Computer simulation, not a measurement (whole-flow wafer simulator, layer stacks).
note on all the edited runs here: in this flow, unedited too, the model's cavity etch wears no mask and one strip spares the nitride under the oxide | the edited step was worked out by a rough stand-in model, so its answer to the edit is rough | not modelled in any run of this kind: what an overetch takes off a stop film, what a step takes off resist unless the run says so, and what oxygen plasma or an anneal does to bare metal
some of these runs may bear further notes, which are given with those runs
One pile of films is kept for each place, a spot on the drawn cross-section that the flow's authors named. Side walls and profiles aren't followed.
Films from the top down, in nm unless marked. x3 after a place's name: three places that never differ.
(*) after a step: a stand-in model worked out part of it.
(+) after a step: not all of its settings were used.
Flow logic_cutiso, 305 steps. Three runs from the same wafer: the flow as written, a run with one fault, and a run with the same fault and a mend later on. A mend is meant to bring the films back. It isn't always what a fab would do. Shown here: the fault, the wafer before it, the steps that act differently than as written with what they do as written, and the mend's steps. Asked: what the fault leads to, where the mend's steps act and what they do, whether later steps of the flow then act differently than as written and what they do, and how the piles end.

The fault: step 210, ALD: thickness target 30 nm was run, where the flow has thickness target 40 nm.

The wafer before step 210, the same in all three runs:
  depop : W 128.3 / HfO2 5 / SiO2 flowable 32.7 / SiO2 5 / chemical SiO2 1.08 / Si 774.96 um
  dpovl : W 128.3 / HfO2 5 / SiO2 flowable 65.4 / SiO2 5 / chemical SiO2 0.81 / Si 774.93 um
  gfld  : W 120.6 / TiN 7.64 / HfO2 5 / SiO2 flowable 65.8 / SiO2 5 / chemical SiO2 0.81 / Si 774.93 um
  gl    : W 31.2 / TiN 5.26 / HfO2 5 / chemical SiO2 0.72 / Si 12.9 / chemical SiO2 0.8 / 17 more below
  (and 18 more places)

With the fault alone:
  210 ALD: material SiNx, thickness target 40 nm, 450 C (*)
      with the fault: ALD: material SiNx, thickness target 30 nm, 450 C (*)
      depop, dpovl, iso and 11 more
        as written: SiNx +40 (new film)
        with the fault: SiNx +30 (new film)
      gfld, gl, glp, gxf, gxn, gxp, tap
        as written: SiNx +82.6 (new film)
        with the fault: SiNx +72.6 (new film)
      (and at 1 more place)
  Later steps of the flow that act differently than as written (11 more steps differ only slightly, by at most 2% or 0.5 nm, whichever is larger, and aren't shown):
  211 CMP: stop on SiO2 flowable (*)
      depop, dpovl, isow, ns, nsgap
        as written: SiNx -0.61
        with the fault: nothing
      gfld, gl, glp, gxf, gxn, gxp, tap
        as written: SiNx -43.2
        with the fault: SiNx -32.9
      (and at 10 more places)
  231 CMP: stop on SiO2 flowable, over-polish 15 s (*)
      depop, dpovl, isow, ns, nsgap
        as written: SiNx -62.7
        with the fault: SiNx -53.1
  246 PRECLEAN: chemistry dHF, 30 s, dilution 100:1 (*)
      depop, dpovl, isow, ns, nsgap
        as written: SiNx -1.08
        with the fault: SiNx -0.52
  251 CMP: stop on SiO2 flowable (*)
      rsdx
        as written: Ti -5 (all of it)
        with the fault: Ti -4.22
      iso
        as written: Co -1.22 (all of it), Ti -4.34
        with the fault: Co -1.32 (all of it), Ti -3.8
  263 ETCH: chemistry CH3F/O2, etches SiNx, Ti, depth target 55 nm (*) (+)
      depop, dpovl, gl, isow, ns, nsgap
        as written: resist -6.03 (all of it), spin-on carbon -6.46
        with the fault: resist -6.03 (all of it), spin-on carbon -7.05
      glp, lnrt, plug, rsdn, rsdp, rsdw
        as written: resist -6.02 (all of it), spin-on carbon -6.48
        with the fault: resist -6.02 (all of it), spin-on carbon -7.07
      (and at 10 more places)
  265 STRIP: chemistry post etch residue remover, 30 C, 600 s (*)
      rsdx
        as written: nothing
        with the fault: Ti -0.78 (all of it)
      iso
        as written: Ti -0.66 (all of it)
        with the fault: Ti -1.2 (all of it)
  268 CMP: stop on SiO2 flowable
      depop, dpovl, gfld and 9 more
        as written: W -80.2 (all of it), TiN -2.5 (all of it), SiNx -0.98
        with the fault: W -80.2 (all of it), TiN -2.5 (all of it), SiNx -1.57
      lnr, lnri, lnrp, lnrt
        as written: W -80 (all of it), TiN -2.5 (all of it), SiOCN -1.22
        with the fault: W -80 (all of it), TiN -2.5 (all of it), SiOCN -1.81
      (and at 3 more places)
  At the end the piles differ from the flow's only slightly at the places that both follow, by at most 2% or 0.5 nm, whichever is larger.

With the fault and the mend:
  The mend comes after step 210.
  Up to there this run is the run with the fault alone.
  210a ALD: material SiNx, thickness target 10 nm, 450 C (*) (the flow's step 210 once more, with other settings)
      depop, dpovl, gfld and 19 more
        SiNx +10
  Later steps of the flow that act differently than as written:
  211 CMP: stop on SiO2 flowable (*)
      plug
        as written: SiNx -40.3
        with the mend: SiNx -39.2
  At the end the piles differ from the flow's only slightly at the places that both follow, by at most 2% or 0.5 nm, whichever is larger.
